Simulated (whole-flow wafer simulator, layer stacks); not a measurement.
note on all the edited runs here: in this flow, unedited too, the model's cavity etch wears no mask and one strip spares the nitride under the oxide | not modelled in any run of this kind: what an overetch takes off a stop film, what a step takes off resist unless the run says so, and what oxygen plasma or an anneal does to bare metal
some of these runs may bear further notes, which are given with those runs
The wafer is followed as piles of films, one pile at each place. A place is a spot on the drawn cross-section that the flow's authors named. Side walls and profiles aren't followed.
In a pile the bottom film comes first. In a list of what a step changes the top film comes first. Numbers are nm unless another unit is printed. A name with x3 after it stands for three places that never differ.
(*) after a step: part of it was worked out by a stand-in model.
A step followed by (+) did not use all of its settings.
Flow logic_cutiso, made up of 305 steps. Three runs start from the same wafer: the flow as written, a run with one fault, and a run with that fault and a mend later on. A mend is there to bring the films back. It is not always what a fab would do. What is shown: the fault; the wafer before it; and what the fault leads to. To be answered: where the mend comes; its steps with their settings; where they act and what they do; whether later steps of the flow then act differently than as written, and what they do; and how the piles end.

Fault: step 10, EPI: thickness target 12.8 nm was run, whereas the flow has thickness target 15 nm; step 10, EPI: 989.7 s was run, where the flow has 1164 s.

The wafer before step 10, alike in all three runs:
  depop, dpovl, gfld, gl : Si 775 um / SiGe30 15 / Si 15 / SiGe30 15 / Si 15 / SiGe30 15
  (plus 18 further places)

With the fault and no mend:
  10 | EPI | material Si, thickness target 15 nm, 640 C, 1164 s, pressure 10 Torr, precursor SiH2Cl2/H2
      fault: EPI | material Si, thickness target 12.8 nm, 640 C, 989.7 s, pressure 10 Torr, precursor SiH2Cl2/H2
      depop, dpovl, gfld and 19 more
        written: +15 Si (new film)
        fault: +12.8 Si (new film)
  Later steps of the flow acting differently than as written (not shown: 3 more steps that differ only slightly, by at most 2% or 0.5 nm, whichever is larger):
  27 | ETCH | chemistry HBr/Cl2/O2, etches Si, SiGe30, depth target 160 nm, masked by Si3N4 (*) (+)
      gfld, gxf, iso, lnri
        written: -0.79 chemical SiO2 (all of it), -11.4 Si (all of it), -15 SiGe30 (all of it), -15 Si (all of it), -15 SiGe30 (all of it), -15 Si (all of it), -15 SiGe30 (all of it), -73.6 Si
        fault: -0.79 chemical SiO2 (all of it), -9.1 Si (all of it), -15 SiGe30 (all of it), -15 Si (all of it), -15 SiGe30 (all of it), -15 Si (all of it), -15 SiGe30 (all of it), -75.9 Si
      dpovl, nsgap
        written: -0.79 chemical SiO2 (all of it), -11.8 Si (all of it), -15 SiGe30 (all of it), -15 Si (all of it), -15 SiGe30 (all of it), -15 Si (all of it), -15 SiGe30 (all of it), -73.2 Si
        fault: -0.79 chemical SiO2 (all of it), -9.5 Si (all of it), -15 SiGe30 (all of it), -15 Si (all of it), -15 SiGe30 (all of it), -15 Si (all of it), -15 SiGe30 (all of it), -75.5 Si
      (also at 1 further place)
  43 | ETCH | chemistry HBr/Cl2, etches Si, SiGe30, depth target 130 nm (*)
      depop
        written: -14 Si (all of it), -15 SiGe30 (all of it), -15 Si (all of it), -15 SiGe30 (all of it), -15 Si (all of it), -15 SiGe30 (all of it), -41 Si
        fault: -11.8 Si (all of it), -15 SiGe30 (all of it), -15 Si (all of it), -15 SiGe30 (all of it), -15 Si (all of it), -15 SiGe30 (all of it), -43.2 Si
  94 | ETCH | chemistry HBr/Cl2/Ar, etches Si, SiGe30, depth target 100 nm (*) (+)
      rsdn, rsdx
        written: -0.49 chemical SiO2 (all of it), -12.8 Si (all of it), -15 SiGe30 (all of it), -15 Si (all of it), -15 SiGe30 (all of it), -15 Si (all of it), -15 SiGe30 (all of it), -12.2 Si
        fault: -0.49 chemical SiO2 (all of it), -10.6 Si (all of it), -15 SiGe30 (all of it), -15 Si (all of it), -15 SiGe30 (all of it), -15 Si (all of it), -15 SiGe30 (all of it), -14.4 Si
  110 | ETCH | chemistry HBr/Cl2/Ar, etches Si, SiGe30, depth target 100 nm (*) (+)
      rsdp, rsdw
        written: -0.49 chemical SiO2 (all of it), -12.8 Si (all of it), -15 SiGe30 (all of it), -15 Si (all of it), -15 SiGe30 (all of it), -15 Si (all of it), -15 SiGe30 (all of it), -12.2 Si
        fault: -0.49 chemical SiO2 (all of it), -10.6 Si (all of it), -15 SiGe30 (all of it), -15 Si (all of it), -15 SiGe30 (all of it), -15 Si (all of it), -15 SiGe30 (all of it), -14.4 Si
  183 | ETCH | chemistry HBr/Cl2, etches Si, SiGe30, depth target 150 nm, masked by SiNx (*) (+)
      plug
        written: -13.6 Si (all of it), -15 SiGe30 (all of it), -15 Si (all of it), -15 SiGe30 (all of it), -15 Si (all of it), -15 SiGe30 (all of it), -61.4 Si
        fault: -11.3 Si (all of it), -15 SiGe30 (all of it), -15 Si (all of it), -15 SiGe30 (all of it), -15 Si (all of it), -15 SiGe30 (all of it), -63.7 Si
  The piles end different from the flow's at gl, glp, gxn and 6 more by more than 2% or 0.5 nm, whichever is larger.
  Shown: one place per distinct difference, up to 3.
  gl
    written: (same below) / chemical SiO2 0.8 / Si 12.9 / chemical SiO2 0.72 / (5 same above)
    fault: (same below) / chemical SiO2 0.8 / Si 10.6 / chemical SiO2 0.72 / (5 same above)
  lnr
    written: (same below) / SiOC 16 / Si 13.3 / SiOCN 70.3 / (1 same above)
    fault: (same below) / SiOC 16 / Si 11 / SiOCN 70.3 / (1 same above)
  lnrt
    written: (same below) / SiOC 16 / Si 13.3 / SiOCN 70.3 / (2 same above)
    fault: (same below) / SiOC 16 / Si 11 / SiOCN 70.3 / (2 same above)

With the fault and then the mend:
  The mend follows step 11.
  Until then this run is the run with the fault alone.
  11a | EPI | material Si, thickness target 2.2 nm, 640 C, 170.8 s, pressure 10 Torr, precursor SiH2Cl2/H2 (the flow's step 10 again, with other settings)
      depop, dpovl, gfld and 19 more
        +2.2 Si
  Later steps of the flow that are run all act as written at every place that is followed, up to a difference of at most 2% or 0.5 nm, whichever is larger.
  At the end the piles are close to the flow's at the places that both follow, differing by at most 2% or 0.5 nm, whichever is larger.
